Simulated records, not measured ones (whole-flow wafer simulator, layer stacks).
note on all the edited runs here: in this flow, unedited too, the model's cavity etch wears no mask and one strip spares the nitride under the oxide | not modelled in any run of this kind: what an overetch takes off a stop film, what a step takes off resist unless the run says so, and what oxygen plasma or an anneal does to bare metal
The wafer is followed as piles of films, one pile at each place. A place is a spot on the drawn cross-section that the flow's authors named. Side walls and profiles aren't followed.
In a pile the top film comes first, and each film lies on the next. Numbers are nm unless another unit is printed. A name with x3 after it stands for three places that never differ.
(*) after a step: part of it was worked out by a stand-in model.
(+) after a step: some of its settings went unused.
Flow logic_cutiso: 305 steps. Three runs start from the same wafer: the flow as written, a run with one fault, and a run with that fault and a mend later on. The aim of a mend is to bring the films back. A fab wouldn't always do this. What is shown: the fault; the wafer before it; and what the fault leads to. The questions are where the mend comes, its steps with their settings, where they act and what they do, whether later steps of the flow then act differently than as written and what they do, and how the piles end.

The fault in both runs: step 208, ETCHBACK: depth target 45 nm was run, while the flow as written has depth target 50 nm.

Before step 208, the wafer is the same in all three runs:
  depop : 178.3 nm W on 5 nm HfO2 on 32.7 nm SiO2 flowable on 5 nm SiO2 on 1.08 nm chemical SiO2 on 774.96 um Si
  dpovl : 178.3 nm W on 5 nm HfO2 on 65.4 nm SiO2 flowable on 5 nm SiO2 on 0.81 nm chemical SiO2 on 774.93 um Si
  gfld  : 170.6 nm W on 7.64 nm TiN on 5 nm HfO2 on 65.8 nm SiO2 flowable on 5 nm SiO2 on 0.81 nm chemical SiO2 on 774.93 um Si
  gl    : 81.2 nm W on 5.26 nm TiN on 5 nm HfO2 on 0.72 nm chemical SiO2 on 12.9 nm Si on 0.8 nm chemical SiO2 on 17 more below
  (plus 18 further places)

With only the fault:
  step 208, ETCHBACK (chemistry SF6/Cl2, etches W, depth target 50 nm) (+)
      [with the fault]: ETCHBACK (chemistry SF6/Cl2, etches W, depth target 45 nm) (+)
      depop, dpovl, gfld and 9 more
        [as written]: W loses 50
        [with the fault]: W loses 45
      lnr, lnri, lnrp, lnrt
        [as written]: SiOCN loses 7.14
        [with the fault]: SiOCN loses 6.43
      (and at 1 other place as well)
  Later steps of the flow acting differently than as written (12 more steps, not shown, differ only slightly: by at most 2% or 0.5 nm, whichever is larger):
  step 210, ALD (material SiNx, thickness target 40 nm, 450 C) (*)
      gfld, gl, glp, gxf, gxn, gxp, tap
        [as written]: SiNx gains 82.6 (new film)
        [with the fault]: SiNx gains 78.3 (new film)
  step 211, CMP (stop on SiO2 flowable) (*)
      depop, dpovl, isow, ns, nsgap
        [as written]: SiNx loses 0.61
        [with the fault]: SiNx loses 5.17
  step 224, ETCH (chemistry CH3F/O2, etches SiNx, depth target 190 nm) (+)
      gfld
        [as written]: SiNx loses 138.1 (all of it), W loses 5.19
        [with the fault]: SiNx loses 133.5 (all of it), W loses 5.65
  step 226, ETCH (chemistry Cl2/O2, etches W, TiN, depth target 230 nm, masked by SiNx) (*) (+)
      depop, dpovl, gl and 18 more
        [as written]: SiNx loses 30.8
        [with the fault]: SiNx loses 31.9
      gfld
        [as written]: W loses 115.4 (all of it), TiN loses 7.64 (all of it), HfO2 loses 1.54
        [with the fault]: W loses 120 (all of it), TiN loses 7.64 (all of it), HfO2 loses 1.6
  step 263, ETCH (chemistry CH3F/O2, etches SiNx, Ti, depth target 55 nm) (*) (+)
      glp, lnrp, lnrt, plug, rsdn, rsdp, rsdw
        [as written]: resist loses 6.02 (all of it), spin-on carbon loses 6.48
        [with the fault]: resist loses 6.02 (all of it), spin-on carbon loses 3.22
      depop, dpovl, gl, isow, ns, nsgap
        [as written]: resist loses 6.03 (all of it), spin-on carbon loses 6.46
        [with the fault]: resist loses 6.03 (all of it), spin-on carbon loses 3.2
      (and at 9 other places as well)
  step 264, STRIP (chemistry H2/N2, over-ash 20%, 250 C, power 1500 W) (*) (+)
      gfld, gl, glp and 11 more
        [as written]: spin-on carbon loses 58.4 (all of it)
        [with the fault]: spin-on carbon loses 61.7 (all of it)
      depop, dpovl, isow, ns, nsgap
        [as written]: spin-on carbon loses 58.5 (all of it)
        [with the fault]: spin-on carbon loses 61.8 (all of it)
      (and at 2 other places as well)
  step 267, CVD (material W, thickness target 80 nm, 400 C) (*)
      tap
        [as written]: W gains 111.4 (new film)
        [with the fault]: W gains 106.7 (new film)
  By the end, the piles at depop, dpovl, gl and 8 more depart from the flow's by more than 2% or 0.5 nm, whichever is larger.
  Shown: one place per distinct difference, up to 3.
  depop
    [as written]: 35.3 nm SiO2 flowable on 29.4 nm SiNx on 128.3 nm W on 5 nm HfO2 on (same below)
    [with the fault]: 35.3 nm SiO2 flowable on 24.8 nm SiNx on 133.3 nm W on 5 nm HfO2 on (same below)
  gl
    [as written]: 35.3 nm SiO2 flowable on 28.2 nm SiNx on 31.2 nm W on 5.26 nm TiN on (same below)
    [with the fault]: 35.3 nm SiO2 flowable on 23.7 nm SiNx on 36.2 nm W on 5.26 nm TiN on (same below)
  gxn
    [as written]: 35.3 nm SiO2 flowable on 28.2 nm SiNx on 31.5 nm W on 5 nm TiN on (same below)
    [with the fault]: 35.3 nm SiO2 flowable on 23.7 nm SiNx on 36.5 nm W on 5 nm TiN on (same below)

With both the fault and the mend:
  The mend follows step 208.
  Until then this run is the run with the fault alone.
  step 208a, ETCHBACK (chemistry SF6/Cl2, etches W, depth target 5 nm) (+) (a further turn of the flow's step 208, with different settings)
      depop, dpovl, gfld and 9 more
        W loses 5
      iso, rsdn, rsdp, rsdw, rsdx
        SiO2 flowable loses 0.5
      lnr, lnri, lnrp, lnrt
        SiOCN loses 0.71
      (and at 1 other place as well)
  Later steps of the flow that are run all act as written at every place that is followed.
  At every place that both follow, the piles at the end match the flow's.
